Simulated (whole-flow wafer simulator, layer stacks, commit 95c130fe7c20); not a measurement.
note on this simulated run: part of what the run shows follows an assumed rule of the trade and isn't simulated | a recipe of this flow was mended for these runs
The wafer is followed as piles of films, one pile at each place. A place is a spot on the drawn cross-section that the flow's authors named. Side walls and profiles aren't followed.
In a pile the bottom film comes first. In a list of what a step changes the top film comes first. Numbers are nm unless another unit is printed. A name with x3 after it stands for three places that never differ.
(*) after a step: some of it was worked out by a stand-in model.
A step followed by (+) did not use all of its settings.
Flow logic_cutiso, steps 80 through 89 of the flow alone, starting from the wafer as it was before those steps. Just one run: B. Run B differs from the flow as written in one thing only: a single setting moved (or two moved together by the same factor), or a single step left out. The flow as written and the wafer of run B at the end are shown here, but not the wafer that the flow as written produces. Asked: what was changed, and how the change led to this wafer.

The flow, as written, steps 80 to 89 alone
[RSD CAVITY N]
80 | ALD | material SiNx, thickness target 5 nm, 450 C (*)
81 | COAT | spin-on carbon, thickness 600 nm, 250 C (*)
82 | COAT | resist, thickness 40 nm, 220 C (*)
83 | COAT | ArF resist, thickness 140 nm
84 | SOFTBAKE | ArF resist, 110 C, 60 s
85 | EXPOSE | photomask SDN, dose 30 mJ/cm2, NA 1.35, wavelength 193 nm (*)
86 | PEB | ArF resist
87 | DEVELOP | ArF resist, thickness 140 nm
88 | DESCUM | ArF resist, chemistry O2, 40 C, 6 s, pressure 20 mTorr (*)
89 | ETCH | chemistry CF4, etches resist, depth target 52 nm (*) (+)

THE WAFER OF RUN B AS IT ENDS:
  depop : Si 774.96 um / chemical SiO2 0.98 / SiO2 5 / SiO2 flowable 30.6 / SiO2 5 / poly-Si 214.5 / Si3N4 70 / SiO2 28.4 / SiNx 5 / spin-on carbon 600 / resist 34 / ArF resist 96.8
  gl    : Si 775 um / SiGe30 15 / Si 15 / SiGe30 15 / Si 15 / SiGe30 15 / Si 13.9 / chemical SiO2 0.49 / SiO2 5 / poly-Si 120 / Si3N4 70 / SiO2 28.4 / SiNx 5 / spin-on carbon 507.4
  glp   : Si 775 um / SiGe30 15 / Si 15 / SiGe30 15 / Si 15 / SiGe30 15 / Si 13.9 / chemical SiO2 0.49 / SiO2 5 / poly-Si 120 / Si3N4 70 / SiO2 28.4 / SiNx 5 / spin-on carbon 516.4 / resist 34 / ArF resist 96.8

Cause: step 82, COAT: thickness 34 nm was run, while the flow as written has thickness 40 nm.
One can read it off the wafer: depop has resist 34, and step 82 as written asks for 40 nm.

How this came from the change, step by step:
  82 | COAT | resist, thickness 40 nm, 220 C (*)
      depop, dpovl x3, gl and 15 more: +34 resist (new film) (in the flow as written it would be: +40 resist (new film))
      gfld, lnri: +34.1 resist (new film) (in the flow as written it would be: +40.1 resist (new film))
  89 | ETCH | chemistry CF4, etches resist, depth target 52 nm (*) (+)
      lnrt, rsdn, tap: -34 resist (all of it), -9.01 spin-on carbon (in the flow as written it would be: -40 resist (all of it), -6.01 spin-on carbon)
      lnr, rsdx: -34 resist (all of it), -8.99 spin-on carbon (in the flow as written it would be: -40 resist (all of it), -5.99 spin-on carbon)
      (as well as at 2 more places)
